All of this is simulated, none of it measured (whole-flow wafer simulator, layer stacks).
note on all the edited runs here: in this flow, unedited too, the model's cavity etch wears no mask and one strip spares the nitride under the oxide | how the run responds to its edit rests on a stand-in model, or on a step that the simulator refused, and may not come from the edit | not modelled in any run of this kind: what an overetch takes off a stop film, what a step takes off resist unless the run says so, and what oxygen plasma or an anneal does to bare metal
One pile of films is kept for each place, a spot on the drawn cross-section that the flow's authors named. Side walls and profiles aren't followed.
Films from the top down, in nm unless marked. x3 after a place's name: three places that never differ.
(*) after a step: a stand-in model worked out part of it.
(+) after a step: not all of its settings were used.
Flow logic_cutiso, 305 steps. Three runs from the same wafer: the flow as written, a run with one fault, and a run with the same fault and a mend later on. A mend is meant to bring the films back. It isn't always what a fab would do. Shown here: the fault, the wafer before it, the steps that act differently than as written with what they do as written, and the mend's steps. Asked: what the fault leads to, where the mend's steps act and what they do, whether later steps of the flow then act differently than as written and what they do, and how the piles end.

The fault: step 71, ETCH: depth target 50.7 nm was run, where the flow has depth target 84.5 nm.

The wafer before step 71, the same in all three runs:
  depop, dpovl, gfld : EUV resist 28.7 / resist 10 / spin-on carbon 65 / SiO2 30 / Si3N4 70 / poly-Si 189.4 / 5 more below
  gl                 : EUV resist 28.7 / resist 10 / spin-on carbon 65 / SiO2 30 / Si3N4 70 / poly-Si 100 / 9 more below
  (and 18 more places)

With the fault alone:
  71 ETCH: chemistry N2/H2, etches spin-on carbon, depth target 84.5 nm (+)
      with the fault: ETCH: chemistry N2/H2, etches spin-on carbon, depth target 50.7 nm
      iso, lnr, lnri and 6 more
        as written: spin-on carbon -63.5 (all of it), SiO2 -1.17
        with the fault: spin-on carbon -50.7
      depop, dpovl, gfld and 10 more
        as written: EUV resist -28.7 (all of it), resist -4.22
        with the fault: EUV resist -28.7 (all of it), resist -1.97
  Later steps of the flow that act differently than as written (35 more steps differ only slightly, by at most 2% or 0.5 nm, whichever is larger, and aren't shown):
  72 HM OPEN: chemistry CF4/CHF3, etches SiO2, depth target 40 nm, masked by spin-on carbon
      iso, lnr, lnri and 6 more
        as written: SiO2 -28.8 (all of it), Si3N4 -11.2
        with the fault: spin-on carbon -12.8 (all of it), SiO2 -27.2
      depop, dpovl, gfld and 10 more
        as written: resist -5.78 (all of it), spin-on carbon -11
        with the fault: resist -8.03 (all of it), spin-on carbon -10.3
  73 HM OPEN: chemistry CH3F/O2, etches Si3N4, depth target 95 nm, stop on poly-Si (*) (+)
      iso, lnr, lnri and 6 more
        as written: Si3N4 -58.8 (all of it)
        with the fault: SiO2 -2.8 (all of it), Si3N4 -61.4
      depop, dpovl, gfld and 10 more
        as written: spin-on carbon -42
        with the fault: spin-on carbon -45.2
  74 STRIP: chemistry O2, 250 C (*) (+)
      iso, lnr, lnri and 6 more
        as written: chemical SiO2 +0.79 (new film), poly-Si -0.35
        with the fault: nothing
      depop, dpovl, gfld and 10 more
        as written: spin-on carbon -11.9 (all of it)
        with the fault: spin-on carbon -9.45 (all of it)
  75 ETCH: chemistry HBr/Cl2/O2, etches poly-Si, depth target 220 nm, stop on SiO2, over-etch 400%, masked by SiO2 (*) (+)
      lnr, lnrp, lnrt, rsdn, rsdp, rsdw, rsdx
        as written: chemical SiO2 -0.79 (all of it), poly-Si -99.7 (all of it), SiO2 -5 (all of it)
        with the fault: Si3N4 -8.6 (all of it), poly-Si -100 (all of it), SiO2 -4.53
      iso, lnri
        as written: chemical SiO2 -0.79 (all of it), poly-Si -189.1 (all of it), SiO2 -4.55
        with the fault: Si3N4 -8.6 (all of it), poly-Si -189.4 (all of it), SiO2 -4.08
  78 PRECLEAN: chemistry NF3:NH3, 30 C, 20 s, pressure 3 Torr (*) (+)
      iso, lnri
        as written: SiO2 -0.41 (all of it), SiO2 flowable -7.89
        with the fault: SiO2 -0.88 (all of it), SiO2 flowable -7.34
  At the end the piles differ from the flow's only slightly at the places that both follow, by at most 2% or 0.5 nm, whichever is larger.

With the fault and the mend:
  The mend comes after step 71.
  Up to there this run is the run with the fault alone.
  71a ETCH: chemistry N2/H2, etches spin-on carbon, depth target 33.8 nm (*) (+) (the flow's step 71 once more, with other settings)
      depop, dpovl, gfld and 10 more
        resist -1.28
      iso, lnr, lnri and 6 more
        spin-on carbon -12.8 (all of it), SiO2 -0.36
  Later steps of the flow that act differently than as written (2 more steps differ only slightly, by at most 2% or 0.5 nm, whichever is larger, and aren't shown):
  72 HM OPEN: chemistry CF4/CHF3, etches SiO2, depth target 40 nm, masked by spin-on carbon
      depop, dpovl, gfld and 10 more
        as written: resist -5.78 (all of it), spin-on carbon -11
        with the mend: resist -6.75 (all of it), spin-on carbon -10.7
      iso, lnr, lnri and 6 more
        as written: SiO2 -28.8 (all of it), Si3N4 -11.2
        with the mend: SiO2 -29.6 (all of it), Si3N4 -10.4
  At the end the piles are the same as the flow's at every place that both follow.
